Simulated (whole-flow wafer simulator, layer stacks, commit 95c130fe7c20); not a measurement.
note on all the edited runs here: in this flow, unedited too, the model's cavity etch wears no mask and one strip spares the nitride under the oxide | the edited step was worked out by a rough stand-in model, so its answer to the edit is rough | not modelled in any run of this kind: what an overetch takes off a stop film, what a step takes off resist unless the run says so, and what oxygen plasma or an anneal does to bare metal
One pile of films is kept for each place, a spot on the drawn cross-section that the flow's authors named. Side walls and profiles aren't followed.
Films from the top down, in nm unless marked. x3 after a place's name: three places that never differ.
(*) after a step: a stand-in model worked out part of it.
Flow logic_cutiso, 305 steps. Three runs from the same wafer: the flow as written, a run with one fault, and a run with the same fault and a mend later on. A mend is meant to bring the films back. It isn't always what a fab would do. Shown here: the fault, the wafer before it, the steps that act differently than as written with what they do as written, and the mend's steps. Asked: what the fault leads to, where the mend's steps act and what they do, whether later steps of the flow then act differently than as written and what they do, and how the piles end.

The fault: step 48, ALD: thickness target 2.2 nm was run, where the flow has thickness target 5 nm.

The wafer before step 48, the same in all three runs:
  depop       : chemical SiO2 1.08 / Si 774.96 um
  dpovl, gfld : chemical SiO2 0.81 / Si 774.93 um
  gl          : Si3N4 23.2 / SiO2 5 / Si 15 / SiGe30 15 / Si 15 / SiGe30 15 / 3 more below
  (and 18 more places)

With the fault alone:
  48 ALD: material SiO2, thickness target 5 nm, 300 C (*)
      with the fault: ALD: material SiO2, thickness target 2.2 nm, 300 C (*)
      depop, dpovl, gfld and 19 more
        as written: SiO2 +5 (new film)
        with the fault: SiO2 +2.2 (new film)
  Later steps of the flow that act differently than as written (5 more steps differ only slightly, by at most 2% or 0.5 nm, whichever is larger, and aren't shown):
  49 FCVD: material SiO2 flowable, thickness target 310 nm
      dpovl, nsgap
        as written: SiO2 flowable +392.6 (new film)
        with the fault: SiO2 flowable +380.9 (new film)
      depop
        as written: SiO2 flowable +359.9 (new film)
        with the fault: SiO2 flowable +348.2 (new film)
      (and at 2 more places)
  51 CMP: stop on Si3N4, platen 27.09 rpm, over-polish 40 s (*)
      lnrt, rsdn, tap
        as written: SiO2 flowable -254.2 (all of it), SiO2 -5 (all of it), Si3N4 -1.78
        with the fault: SiO2 flowable -252.7 (all of it), SiO2 -2.2 (all of it), Si3N4 -1.78
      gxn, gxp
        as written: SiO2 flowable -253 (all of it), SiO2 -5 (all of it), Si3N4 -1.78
        with the fault: SiO2 flowable -251.5 (all of it), SiO2 -2.2 (all of it), Si3N4 -1.78
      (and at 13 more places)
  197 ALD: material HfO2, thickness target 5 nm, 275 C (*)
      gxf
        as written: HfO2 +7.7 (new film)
        with the fault: HfO2 +5 (new film)
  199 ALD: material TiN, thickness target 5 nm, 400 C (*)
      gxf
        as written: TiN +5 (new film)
        with the fault: TiN +7.64 (new film)
  At the end the piles differ from the flow's by more than 2% or 0.5 nm, whichever is larger, at depop, dpovl, gfld, gxf, iso, isow, lnri, nsgap.
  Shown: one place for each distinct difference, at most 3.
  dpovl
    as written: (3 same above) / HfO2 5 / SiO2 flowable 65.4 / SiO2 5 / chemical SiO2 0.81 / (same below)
    with the fault: (3 same above) / HfO2 5 / SiO2 flowable 68.2 / SiO2 2.2 / chemical SiO2 0.81 / (same below)
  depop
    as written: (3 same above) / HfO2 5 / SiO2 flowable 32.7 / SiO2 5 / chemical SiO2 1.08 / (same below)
    with the fault: (3 same above) / HfO2 5 / SiO2 flowable 35.5 / SiO2 2.2 / chemical SiO2 1.08 / (same below)
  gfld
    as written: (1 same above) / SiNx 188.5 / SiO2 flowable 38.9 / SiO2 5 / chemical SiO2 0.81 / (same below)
    with the fault: (1 same above) / SiNx 188.5 / SiO2 flowable 41.7 / SiO2 2.2 / chemical SiO2 0.81 / (same below)

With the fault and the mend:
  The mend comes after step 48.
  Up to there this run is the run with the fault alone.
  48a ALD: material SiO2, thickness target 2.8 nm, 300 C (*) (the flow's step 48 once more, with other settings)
      depop, dpovl, gfld and 19 more
        SiO2 +2.8
  No later step of the flow acts differently than as written, at any place that is followed, by more than 2% or 0.5 nm, whichever is larger.
  At the end the piles are the same as the flow's at every place that both follow.
